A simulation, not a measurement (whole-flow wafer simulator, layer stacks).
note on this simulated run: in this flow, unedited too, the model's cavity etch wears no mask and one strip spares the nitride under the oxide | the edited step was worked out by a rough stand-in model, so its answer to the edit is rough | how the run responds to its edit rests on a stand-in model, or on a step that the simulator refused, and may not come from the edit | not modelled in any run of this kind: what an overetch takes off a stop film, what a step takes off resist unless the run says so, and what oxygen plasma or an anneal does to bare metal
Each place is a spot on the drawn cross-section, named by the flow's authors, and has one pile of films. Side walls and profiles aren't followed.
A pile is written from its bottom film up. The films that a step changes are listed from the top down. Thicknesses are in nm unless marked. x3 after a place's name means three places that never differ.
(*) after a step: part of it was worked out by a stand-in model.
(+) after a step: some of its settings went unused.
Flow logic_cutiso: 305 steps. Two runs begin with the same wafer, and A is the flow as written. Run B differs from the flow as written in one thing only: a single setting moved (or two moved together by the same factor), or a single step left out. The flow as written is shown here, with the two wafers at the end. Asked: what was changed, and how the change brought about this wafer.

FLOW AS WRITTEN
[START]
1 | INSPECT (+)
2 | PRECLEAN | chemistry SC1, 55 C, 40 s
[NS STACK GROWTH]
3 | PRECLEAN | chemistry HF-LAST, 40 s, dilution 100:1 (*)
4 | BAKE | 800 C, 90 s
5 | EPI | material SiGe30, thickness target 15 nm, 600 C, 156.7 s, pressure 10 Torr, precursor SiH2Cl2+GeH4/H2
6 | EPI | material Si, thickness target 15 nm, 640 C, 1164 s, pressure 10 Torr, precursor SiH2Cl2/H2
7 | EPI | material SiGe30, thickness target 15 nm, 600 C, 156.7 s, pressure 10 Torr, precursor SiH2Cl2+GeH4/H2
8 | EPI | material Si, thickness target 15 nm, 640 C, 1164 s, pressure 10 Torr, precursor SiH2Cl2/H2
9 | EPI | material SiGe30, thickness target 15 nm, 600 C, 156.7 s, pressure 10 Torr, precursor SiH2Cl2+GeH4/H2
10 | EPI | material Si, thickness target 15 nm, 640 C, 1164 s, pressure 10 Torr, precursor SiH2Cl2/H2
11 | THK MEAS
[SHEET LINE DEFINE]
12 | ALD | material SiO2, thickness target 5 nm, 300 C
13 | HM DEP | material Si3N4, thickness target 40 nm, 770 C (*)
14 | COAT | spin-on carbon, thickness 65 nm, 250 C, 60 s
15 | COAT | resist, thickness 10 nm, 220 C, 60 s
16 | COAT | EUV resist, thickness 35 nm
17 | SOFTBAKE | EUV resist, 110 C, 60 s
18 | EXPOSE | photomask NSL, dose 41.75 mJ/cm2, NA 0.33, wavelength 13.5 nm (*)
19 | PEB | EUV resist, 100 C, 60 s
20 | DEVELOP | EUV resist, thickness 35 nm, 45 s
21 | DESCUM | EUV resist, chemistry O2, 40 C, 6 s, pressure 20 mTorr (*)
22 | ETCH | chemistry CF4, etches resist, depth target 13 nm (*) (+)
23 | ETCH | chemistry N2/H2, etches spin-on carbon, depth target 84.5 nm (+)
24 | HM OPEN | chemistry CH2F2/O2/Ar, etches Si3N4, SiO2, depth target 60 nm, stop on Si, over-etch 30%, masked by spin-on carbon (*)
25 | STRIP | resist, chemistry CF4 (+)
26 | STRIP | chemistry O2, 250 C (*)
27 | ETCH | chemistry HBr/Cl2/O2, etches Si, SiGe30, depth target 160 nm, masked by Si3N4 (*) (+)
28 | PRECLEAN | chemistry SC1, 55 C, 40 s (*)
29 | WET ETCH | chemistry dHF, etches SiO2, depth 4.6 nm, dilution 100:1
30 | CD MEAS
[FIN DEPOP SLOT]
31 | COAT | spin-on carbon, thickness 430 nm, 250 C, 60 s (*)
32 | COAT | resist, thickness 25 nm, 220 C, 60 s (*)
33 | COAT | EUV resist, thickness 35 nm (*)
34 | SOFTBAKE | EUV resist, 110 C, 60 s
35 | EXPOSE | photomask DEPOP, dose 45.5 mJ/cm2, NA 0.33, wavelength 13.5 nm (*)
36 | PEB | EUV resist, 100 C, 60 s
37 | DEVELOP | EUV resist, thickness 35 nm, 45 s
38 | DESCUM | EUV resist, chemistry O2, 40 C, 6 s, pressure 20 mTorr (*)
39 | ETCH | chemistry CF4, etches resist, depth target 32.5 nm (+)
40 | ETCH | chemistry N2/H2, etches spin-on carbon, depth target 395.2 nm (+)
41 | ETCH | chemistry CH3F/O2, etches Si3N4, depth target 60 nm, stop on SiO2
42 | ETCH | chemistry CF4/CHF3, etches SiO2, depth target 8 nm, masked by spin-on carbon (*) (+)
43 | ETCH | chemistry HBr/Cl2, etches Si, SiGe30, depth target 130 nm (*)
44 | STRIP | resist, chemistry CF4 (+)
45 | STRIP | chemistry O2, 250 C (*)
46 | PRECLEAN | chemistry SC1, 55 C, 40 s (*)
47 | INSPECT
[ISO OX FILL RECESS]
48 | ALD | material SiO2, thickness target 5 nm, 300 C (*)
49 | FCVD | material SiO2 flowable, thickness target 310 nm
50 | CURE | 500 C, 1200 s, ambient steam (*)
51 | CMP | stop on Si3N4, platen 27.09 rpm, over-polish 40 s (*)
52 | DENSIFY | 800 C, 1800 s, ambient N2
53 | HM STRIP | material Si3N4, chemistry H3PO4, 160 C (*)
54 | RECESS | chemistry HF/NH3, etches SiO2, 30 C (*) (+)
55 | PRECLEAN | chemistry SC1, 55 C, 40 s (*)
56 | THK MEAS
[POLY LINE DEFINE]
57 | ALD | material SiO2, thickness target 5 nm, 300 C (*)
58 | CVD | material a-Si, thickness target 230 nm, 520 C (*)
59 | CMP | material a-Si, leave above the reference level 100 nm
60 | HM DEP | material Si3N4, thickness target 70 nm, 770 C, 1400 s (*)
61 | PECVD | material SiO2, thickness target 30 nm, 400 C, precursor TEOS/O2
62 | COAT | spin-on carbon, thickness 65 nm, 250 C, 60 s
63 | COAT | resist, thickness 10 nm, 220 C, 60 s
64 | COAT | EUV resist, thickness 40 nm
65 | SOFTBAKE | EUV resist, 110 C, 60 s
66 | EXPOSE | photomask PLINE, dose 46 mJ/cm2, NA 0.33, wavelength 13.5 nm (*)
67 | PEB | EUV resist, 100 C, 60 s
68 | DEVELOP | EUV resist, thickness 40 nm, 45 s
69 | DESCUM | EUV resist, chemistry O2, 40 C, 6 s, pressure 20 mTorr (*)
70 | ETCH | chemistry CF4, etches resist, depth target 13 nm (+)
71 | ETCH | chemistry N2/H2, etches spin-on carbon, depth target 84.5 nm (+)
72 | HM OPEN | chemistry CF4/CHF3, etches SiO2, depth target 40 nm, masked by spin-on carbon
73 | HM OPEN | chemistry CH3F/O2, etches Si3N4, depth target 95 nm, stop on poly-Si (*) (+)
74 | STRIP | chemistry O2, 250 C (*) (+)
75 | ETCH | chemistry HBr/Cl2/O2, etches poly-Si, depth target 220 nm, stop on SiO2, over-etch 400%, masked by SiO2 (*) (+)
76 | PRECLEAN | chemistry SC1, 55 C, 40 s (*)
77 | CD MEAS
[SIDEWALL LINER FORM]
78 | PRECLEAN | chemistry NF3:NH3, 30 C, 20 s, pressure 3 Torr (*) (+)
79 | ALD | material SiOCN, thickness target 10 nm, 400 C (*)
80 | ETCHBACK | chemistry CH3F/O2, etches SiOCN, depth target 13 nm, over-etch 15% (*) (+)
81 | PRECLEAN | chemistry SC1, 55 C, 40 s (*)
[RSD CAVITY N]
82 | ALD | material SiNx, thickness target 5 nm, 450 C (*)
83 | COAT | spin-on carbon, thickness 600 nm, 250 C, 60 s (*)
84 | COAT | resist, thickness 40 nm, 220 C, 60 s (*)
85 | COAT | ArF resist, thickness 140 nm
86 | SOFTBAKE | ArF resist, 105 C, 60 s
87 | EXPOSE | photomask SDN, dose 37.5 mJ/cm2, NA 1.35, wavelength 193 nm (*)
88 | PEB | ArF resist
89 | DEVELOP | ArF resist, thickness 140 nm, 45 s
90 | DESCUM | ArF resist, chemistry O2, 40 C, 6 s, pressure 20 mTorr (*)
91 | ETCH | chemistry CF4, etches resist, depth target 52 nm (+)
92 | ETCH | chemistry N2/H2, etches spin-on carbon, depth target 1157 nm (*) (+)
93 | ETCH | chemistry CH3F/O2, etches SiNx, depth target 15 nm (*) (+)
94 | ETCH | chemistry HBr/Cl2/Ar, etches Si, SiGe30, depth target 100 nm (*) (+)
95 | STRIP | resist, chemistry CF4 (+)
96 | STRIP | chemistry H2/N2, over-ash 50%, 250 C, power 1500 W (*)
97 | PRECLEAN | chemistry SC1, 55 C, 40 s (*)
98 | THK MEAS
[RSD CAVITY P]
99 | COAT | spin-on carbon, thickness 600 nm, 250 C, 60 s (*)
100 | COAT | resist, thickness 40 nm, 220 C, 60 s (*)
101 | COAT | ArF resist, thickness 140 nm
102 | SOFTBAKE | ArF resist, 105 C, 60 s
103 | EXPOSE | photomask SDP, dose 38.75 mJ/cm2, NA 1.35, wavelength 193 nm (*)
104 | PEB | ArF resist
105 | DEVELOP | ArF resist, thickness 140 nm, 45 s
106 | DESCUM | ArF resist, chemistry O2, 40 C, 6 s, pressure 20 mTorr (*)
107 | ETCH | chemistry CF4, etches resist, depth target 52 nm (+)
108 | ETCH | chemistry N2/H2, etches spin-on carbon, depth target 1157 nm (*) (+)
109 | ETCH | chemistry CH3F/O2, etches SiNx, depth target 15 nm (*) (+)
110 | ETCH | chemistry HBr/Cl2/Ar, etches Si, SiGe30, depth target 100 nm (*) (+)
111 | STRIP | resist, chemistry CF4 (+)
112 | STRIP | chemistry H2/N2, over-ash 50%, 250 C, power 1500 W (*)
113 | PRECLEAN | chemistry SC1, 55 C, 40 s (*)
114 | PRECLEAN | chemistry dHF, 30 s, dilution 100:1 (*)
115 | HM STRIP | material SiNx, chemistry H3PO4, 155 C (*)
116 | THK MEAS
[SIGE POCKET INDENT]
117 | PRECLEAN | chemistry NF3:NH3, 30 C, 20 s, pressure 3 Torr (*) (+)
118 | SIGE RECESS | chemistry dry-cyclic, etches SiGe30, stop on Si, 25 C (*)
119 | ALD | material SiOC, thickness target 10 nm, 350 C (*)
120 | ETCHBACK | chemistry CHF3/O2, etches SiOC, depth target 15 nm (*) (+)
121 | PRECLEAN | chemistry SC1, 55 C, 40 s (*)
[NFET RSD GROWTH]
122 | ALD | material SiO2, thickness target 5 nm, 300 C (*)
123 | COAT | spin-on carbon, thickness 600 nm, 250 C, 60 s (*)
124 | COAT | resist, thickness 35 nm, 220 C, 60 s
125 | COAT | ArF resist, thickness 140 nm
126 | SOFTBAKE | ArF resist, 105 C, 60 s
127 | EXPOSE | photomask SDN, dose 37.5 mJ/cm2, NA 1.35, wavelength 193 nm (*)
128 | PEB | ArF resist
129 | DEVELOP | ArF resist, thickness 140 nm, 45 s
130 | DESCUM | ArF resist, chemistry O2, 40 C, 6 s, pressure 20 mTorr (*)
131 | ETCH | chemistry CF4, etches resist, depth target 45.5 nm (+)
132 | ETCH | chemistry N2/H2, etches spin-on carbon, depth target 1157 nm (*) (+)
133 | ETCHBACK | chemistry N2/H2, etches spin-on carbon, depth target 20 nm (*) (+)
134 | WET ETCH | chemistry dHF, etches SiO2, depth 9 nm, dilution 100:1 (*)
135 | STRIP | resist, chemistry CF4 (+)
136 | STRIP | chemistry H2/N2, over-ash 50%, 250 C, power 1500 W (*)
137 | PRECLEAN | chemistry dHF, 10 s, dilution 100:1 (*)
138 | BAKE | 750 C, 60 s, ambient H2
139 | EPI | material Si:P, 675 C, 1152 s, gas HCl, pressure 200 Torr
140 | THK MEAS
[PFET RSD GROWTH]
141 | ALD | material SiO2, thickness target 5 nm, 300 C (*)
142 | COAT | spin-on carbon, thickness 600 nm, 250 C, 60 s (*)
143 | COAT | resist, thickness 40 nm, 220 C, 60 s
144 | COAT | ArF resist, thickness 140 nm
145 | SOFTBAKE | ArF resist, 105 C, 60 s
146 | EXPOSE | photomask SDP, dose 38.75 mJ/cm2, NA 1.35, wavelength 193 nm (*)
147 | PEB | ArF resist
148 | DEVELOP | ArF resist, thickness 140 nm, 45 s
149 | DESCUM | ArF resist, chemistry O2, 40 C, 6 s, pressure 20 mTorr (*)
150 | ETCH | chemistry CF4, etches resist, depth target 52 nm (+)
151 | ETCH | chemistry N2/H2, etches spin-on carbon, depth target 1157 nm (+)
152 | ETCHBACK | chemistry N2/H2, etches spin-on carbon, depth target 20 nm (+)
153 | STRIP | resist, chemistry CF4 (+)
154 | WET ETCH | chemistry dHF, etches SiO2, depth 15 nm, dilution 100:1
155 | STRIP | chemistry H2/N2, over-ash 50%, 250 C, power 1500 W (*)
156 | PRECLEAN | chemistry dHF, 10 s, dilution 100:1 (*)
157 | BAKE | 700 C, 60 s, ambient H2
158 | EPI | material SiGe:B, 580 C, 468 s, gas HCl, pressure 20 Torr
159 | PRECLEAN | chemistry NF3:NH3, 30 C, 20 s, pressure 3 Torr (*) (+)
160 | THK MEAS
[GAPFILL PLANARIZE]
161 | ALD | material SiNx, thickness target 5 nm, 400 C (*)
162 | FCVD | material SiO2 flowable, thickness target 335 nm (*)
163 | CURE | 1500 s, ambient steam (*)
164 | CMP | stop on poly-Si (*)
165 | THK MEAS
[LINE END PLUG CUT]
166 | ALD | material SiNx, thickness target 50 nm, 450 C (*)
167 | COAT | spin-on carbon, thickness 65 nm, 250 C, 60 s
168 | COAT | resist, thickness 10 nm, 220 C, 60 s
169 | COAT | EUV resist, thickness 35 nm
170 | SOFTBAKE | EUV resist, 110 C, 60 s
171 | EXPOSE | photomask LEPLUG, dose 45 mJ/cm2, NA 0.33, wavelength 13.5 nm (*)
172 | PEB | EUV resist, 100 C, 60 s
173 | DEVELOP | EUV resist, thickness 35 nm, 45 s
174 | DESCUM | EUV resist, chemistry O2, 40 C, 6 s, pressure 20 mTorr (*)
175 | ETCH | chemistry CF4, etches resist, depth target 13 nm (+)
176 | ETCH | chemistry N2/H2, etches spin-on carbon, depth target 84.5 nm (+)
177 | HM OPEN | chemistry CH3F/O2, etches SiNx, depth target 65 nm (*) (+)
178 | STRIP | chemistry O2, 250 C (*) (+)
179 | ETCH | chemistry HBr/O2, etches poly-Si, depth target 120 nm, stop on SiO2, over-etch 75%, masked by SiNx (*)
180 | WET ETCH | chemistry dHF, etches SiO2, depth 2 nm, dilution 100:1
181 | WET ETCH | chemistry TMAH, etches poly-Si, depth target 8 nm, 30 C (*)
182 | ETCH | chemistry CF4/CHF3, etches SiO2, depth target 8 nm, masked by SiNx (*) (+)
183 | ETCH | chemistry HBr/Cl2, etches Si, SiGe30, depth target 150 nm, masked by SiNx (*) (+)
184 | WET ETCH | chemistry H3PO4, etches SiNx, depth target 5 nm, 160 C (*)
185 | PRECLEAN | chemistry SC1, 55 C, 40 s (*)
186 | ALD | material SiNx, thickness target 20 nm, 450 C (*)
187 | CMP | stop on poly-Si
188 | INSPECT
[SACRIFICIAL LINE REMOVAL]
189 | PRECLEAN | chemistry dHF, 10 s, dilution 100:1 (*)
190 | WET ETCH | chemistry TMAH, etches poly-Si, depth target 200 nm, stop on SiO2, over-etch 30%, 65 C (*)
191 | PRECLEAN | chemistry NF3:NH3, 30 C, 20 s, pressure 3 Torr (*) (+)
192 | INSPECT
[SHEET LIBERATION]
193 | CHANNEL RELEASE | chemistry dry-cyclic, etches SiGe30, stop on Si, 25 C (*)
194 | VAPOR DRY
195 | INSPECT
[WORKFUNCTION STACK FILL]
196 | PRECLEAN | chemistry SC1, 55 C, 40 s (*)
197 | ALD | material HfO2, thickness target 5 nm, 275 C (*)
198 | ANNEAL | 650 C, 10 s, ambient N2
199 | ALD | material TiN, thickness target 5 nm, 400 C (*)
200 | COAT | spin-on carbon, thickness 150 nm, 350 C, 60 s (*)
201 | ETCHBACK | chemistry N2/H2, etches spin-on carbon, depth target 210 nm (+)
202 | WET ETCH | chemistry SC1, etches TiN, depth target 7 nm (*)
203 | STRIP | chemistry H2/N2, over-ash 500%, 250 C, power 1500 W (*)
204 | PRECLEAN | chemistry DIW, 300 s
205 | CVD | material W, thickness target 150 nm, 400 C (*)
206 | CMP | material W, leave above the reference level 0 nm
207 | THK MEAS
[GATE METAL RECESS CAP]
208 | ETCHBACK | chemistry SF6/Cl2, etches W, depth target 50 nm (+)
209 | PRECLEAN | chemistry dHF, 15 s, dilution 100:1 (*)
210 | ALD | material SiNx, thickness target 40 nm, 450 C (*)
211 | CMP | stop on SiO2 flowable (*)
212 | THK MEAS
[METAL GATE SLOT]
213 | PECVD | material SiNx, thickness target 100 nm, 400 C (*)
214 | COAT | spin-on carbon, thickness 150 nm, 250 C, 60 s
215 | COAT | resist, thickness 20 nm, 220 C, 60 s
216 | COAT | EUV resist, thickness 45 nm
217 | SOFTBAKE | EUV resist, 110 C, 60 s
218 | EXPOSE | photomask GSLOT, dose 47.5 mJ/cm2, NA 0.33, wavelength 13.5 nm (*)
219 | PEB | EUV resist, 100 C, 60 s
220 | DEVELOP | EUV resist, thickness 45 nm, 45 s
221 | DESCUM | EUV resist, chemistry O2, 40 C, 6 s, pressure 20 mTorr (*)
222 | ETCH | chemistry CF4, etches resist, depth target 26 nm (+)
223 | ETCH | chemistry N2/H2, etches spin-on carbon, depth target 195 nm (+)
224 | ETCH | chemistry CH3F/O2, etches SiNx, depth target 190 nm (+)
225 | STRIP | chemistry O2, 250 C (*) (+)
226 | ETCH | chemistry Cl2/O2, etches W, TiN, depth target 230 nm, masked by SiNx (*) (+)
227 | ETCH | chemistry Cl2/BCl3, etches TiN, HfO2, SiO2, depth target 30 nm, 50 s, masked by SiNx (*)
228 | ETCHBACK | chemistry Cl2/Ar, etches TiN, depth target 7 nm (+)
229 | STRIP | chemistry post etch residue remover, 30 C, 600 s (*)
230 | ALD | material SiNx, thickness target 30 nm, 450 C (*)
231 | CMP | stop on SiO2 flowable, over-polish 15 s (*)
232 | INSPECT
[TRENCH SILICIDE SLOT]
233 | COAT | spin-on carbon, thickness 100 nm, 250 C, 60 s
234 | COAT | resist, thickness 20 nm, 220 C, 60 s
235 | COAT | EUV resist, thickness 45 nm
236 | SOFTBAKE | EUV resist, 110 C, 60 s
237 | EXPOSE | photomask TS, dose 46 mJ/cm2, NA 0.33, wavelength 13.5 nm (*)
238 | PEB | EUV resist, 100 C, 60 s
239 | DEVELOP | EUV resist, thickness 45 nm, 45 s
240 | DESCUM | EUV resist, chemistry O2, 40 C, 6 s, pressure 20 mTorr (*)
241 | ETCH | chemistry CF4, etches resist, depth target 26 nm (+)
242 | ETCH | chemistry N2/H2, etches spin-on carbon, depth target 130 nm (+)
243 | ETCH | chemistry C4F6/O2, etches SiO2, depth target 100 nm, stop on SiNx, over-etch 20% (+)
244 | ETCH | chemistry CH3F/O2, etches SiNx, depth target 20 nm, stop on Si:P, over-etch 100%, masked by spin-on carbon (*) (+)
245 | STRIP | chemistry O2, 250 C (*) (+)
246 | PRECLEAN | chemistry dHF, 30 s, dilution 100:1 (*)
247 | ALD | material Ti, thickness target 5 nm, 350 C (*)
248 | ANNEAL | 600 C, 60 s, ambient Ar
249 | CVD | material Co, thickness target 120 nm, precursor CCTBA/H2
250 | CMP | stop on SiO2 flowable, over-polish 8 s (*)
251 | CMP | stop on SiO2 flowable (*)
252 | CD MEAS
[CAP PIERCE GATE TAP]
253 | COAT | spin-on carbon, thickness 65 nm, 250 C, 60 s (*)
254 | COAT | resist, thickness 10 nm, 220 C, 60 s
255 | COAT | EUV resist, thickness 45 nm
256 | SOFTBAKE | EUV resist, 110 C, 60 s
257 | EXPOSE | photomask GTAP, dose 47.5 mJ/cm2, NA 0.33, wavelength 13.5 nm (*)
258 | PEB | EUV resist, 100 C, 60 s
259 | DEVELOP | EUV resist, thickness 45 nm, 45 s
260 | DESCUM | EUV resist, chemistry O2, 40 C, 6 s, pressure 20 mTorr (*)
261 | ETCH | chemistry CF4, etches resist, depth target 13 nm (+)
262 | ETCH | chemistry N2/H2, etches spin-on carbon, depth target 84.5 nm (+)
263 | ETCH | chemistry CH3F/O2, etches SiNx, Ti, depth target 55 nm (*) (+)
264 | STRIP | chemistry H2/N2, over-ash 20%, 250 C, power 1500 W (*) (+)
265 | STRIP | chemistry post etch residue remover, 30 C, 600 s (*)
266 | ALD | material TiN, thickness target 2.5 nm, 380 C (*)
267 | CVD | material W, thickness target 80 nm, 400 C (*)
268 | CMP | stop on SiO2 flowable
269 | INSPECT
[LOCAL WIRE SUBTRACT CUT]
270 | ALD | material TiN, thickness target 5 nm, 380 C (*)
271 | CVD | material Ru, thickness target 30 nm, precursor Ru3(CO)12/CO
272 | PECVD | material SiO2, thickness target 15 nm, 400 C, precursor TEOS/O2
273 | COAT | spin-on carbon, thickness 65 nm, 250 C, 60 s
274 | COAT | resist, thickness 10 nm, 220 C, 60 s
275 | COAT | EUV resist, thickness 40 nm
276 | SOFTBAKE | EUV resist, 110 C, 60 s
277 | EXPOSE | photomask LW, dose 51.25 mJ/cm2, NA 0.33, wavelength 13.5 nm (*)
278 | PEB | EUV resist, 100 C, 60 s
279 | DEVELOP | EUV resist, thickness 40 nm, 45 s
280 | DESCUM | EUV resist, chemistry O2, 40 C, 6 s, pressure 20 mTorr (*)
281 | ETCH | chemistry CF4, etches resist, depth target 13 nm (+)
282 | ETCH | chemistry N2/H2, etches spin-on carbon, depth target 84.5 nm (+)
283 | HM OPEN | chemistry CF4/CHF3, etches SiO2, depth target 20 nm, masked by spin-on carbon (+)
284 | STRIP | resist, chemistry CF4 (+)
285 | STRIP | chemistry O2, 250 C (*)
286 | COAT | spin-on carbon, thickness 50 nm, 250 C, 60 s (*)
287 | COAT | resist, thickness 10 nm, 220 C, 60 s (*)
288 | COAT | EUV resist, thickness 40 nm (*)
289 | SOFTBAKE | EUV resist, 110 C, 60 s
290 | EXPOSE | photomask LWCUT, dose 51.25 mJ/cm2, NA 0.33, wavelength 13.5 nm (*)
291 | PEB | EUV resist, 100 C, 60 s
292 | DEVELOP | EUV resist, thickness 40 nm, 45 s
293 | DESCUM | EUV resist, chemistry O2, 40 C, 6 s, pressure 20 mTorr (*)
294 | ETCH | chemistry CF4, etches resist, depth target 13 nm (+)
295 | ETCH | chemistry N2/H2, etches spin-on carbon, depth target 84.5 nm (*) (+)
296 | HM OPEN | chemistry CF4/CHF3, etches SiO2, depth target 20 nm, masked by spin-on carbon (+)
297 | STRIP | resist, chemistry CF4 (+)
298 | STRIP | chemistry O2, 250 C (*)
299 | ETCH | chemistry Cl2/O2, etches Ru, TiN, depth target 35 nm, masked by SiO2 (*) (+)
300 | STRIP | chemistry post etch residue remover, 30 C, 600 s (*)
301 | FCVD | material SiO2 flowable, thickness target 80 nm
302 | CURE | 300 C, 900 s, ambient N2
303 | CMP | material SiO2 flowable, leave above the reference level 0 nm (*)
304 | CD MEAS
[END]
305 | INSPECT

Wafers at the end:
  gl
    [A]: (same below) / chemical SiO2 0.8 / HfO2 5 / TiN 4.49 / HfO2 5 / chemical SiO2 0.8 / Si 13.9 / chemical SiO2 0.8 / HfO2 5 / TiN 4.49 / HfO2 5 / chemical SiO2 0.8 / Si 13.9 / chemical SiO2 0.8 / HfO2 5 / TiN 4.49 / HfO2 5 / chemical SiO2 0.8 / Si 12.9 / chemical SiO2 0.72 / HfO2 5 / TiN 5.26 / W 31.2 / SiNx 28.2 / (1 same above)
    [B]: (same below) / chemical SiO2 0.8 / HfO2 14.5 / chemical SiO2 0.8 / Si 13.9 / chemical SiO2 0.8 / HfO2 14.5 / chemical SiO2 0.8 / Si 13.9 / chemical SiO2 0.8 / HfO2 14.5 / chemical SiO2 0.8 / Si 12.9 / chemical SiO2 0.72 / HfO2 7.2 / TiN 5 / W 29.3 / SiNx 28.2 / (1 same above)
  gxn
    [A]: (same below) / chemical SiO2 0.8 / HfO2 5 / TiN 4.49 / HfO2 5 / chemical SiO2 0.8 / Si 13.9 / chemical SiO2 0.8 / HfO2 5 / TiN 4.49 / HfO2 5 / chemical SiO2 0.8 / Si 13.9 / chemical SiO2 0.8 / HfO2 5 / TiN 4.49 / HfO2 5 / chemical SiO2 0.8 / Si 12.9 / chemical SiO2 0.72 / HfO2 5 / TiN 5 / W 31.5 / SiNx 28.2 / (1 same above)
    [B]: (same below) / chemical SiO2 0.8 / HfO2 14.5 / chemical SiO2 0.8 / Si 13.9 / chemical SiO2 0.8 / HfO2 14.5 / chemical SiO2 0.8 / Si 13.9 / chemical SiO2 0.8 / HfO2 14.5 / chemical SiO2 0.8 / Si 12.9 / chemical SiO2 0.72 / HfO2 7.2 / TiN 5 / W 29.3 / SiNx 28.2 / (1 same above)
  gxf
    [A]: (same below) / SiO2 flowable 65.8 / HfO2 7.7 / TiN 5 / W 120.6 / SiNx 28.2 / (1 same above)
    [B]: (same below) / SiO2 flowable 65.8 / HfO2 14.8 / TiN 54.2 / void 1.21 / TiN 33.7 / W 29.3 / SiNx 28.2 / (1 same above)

Cause: step 197, ALD: thickness target 7.2 nm was run, whereas the flow has thickness target 5 nm.

Step by step, how the change led to this:
  197 | ALD | material HfO2, thickness target 5 nm, 275 C (*)
      gl, glp, gxn, gxp, ns, tap: A HfO2 gains 5 (new film), HfO2 gains 5 (new film), cavity loses 10, HfO2 gains 5 (new film), HfO2 gains 5 (new film), cavity loses 10, HfO2 gains 5 (new film), HfO2 gains 5 (new film), cavity loses 10, HfO2 gains 5 (new film) | B HfO2 gains 7.2 (new film), HfO2 gains 14.5 (new film), cavity loses 14.5 (all of it), HfO2 gains 14.5 (new film), cavity loses 14.5 (all of it), HfO2 gains 14.5 (new film), cavity loses 14.5 (all of it)
      depop, dpovl, gfld and 12 more: A HfO2 gains 5 (new film) | B HfO2 gains 7.2 (new film)
      (as well as at 1 more place)
  199 | ALD | material TiN, thickness target 5 nm, 400 C (*)
      gl, glp, tap: A TiN gains 5.26 (new film), TiN gains 4.49 (new film), cavity loses 4.49 (all of it), TiN gains 4.49 (new film), cavity loses 4.49 (all of it), TiN gains 4.49 (new film), cavity loses 4.49 (all of it) | B TiN gains 5 (new film)
      gxn, gxp, ns: A TiN gains 5 (new film), TiN gains 4.49 (new film), cavity loses 4.49 (all of it), TiN gains 4.49 (new film), cavity loses 4.49 (all of it), TiN gains 4.49 (new film), cavity loses 4.49 (all of it) | B TiN gains 5 (new film)
      (as well as at 2 more places)
  200 | COAT | spin-on carbon, thickness 150 nm, 350 C, 60 s (*)
      gl, glp: A spin-on carbon gains 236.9 (new film) | B spin-on carbon gains 242.5 (new film)
      gxn, gxp: A spin-on carbon gains 236.9 (new film) | B spin-on carbon gains 242.4 (new film)
      (as well as at 15 more places)
  201 | ETCHBACK | chemistry N2/H2, etches spin-on carbon, depth target 210 nm (+)
      lnr, lnrp: A spin-on carbon loses 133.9 (all of it) | B spin-on carbon loses 139.1 (all of it)
      iso: A spin-on carbon loses 145.4 (all of it) | B spin-on carbon loses 150.9 (all of it)
      (as well as at 9 more places)
  203 | STRIP | chemistry H2/N2, over-ash 500%, 250 C, power 1500 W (*)
      gl, glp: A spin-on carbon loses 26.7 (all of it) | B spin-on carbon loses 32.3 (all of it)
      gxn, gxp: A spin-on carbon loses 26.8 (all of it) | B spin-on carbon loses 32.2 (all of it)
      (as well as at 3 more places)
  205 | CVD | material W, thickness target 150 nm, 400 C (*)
      gxf: A W gains 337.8 (new film) | B W gains 248.7 (new film)
  206 | CMP | material W, leave above the reference level 0 nm
      lnr, lnri, lnrp, lnrt: A W loses 150 (all of it), HfO2 loses 5 (all of it), SiOCN loses 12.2 | B W loses 150 (all of it), HfO2 loses 7.2 (all of it), SiOCN loses 12.2
      rsdn, rsdp, rsdw, rsdx: A W loses 162.2 (all of it), HfO2 loses 5 (all of it) | B W loses 162.2 (all of it), HfO2 loses 7.2 (all of it)
      (as well as at 2 more places)
  226 | ETCH | chemistry Cl2/O2, etches W, TiN, depth target 230 nm, masked by SiNx (*) (+)
      gfld: A W loses 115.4 (all of it), TiN loses 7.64 (all of it), HfO2 loses 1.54 | B W loses 115.4 (all of it), TiN loses 5.44 (all of it), HfO2 loses 1.51
  227 | ETCH | chemistry Cl2/BCl3, etches TiN, HfO2, SiO2, depth target 30 nm, 50 s, masked by SiNx (*)
      gfld: A HfO2 loses 3.46 (all of it), SiO2 flowable loses 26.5 | B HfO2 loses 5.69 (all of it), SiO2 flowable loses 24.3
With metal films that touch counted as one body, gl has 1 body; the flow as written gives 4 bodies (between them, from the top down: HfO2 5 / chemical SiO2 0.72 / Si 12.9 / chemical SiO2 0.8 / HfO2 5; HfO2 5 / chemical SiO2 0.8 / Si 13.9 / chemical SiO2 0.8 / HfO2 5; HfO2 5 / chemical SiO2 0.8 / Si 13.9 / chemical SiO2 0.8 / HfO2 5).
With metal films that touch counted as one body, gxn has 1 body; the flow as written gives 4 bodies (between them, from the top down: HfO2 5 / chemical SiO2 0.72 / Si 12.9 / chemical SiO2 0.8 / HfO2 5; HfO2 5 / chemical SiO2 0.8 / Si 13.9 / chemical SiO2 0.8 / HfO2 5; HfO2 5 / chemical SiO2 0.8 / Si 13.9 / chemical SiO2 0.8 / HfO2 5).
With metal films that touch counted as one body, gxf has 2 bodies (between them, from the top down: void 1.21); the flow as written gives 1 body.
